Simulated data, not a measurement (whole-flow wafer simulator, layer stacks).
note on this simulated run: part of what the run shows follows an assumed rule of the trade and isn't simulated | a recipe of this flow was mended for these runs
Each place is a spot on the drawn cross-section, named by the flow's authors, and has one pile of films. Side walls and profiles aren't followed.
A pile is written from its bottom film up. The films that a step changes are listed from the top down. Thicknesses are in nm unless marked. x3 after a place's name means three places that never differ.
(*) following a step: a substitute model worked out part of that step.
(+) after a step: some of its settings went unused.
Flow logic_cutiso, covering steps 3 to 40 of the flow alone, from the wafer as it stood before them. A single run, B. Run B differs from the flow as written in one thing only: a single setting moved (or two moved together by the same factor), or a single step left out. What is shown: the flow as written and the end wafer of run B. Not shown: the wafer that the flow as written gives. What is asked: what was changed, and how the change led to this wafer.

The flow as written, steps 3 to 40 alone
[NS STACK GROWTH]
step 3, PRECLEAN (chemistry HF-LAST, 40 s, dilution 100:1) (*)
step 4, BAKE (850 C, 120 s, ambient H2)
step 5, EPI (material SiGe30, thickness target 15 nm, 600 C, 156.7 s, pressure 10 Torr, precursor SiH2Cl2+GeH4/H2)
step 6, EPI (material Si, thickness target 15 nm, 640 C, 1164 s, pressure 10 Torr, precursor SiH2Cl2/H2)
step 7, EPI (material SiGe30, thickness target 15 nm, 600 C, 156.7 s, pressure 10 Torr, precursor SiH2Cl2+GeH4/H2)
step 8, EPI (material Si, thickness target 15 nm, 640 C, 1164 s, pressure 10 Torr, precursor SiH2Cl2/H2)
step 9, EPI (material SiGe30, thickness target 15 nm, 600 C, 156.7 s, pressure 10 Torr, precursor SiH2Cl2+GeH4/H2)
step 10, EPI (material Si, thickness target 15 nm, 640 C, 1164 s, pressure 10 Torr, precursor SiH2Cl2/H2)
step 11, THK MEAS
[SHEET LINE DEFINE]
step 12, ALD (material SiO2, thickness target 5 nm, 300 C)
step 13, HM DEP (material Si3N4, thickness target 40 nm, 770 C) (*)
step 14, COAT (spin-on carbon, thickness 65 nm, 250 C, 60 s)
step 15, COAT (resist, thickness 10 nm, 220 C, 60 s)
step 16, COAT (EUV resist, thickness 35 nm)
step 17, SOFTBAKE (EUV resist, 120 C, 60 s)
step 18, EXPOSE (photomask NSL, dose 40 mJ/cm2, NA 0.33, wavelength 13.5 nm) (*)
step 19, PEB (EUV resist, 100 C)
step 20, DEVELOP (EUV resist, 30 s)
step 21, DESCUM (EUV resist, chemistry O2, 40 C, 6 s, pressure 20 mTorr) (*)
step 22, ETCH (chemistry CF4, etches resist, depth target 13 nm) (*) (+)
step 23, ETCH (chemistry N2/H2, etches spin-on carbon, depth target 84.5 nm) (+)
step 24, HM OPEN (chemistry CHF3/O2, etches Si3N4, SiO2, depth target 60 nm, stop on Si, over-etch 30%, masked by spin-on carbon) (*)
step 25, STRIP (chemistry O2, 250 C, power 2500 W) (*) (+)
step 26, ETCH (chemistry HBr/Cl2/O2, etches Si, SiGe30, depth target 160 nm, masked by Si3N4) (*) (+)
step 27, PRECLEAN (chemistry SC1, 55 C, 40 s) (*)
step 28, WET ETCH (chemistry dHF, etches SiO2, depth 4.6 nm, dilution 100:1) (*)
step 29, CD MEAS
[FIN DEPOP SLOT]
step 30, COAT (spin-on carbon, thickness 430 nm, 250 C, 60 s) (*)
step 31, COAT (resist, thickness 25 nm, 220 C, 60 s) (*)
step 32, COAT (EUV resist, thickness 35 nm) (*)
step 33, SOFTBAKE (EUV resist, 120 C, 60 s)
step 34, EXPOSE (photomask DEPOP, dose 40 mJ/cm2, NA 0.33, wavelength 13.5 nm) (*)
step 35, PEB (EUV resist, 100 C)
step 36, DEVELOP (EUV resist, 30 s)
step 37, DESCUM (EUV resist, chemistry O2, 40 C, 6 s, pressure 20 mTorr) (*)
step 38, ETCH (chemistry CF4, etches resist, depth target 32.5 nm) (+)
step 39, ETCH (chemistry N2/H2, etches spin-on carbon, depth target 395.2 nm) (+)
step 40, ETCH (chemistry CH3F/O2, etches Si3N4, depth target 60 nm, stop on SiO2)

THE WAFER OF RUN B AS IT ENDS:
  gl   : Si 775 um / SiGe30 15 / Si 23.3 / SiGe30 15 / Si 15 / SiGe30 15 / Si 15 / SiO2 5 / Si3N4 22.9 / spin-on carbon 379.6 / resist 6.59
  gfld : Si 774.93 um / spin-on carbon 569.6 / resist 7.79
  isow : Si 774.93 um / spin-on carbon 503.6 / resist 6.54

Cause: step 6, EPI: thickness target 23.2 nm was run, whereas the flow has thickness target 15 nm; step 6, EPI: 1805 s was run, where the flow has 1164 s.

How this came from the change, step by step:
  step 6, EPI (material Si, thickness target 15 nm, 640 C, 1164 s, pressure 10 Torr, precursor SiH2Cl2/H2)
      depop, dpovl, gfld and 19 more: +23.3 Si (new film) (as written it would have been: +15 Si (new film))
  step 26, ETCH (chemistry HBr/Cl2/O2, etches Si, SiGe30, depth target 160 nm, masked by Si3N4) (*) (+)
      dpovl, gfld, gxf, iso, isow, lnri, nsgap: -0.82 chemical SiO2 (all of it), -12 Si (all of it), -15 SiGe30 (all of it), -15 Si (all of it), -15 SiGe30 (all of it), -23.3 Si (all of it), -15 SiGe30 (all of it), -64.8 Si (as written it would have been: -0.82 chemical SiO2 (all of it), -12 Si (all of it), -15 SiGe30 (all of it), -15 Si (all of it), -15 SiGe30 (all of it), -15 Si (all of it), -15 SiGe30 (all of it), -73 Si)
